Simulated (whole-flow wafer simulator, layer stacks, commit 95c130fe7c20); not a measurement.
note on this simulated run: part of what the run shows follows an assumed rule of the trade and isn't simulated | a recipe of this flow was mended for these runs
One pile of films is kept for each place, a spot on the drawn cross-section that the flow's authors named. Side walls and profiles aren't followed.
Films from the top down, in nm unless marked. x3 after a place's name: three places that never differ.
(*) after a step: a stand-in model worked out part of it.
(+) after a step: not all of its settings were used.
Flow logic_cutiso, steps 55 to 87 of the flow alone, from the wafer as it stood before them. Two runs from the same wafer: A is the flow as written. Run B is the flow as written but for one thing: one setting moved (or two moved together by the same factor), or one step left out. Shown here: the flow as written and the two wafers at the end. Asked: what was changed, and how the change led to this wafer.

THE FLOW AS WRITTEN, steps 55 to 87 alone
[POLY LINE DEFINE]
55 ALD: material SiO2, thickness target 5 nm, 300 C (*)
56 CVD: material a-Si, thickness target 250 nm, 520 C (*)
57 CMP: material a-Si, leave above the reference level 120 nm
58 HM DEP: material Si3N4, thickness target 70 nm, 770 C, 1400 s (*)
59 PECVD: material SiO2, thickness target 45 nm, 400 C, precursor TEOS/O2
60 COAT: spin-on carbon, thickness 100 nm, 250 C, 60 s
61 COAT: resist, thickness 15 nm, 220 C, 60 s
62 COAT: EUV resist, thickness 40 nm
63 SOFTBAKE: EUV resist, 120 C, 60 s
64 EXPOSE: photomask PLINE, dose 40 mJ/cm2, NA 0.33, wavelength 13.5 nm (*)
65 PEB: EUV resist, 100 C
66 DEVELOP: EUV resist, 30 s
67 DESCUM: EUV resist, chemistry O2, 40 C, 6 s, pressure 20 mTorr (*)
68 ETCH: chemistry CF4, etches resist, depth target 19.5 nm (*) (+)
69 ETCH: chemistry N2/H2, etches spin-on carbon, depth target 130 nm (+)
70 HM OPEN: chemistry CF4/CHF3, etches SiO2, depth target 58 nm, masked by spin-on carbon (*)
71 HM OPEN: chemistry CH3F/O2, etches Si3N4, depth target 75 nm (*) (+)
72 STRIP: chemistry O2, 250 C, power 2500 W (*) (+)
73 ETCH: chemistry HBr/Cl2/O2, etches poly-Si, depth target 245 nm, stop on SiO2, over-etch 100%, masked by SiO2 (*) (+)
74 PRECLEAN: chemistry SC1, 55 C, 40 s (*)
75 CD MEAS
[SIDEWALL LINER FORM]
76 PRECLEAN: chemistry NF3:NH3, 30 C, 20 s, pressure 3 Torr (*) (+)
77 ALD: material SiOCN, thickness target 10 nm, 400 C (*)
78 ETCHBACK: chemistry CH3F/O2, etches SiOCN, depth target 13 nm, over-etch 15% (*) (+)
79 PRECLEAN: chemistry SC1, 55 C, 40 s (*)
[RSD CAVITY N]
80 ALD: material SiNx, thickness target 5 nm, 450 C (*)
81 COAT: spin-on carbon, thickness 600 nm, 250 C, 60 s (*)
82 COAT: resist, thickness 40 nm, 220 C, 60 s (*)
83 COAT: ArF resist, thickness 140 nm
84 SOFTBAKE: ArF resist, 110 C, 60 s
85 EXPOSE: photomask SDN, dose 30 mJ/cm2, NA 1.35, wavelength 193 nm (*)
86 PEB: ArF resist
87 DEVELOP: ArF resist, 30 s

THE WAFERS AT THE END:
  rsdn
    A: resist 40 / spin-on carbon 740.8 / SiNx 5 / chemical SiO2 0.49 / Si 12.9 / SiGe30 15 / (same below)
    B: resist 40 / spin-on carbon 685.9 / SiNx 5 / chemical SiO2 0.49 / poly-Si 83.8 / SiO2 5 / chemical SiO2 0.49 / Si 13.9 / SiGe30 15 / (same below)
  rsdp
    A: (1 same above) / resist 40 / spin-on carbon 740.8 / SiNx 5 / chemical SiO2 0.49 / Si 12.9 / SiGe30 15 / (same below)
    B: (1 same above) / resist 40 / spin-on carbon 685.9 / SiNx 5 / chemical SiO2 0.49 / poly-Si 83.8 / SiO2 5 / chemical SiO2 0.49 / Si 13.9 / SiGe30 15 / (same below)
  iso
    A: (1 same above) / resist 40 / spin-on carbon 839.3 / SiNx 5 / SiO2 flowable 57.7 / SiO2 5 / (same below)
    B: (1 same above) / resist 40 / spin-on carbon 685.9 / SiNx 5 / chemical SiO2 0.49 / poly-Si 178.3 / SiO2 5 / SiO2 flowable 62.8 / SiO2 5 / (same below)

The cause: step 70, HM OPEN: depth target 41.2 nm was run, where the flow has depth target 58 nm.

How the change led to this, step by step:
  70 HM OPEN: chemistry CF4/CHF3, etches SiO2, depth target 58 nm, masked by spin-on carbon (*)
      iso, lnr, lnri and 6 more: A SiO2 -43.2 (all of it), Si3N4 -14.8 | B SiO2 -41.2
      depop, dpovl x3, gfld and 8 more: A resist -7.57 (all of it), spin-on carbon -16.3 | B resist -7.57 (all of it), spin-on carbon -10.8
  71 HM OPEN: chemistry CH3F/O2, etches Si3N4, depth target 75 nm (*) (+)
      iso, lnr, lnri and 6 more: A Si3N4 -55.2 (all of it), poly-Si -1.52 | B SiO2 -2.01 (all of it), Si3N4 -50.9
  72 STRIP: chemistry O2, 250 C, power 2500 W (*) (+)
      iso, lnr, lnri and 6 more: A chemical SiO2 +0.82 (new film), poly-Si -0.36 | B nothing
      depop, dpovl x3, gfld and 8 more: A spin-on carbon -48 (all of it) | B spin-on carbon -53.4 (all of it)
  73 ETCH: chemistry HBr/Cl2/O2, etches poly-Si, depth target 245 nm, stop on SiO2, over-etch 100%, masked by SiO2 (*) (+)
      lnr, lnrp, lnrt, rsdn, rsdp, rsdw, rsdx: A chemical SiO2 -0.82 (all of it), poly-Si -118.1 (all of it), SiO2 -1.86 | B Si3N4 -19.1 (all of it), poly-Si -34.9
      iso, lnri: A chemical SiO2 -0.82 (all of it), poly-Si -212.6 (all of it), SiO2 -1.39 | B Si3N4 -19.1 (all of it), poly-Si -34.9
      (and at 13 more places)
  76 PRECLEAN: chemistry NF3:NH3, 30 C, 20 s, pressure 3 Torr (*) (+)
      lnr, lnrp, lnrt, rsdn, rsdp, rsdw, rsdx: A SiO2 -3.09 (all of it), chemical SiO2 -0.49 (all of it) | B chemical SiO2 -0.49 (all of it)
      iso, lnri: A SiO2 -3.56 (all of it), SiO2 flowable -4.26 | B chemical SiO2 -0.49 (all of it)
  78 ETCHBACK: chemistry CH3F/O2, etches SiOCN, depth target 13 nm, over-etch 15% (*) (+)
      rsdn, rsdp, rsdw, rsdx: A SiOCN -10 (all of it), Si -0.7 | B SiOCN -10 (all of it), poly-Si -0.7
      iso: A SiOCN -10 (all of it), SiO2 flowable -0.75 | B SiOCN -10 (all of it), poly-Si -0.7
  81 COAT: spin-on carbon, thickness 600 nm, 250 C, 60 s (*)
      gfld, gxf, gxn, gxp: A spin-on carbon +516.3 (new film) | B spin-on carbon +556.1 (new film)
      gl, glp, plug, tap: A spin-on carbon +516.4 (new film) | B spin-on carbon +556.1 (new film)
      (and at 9 more places)
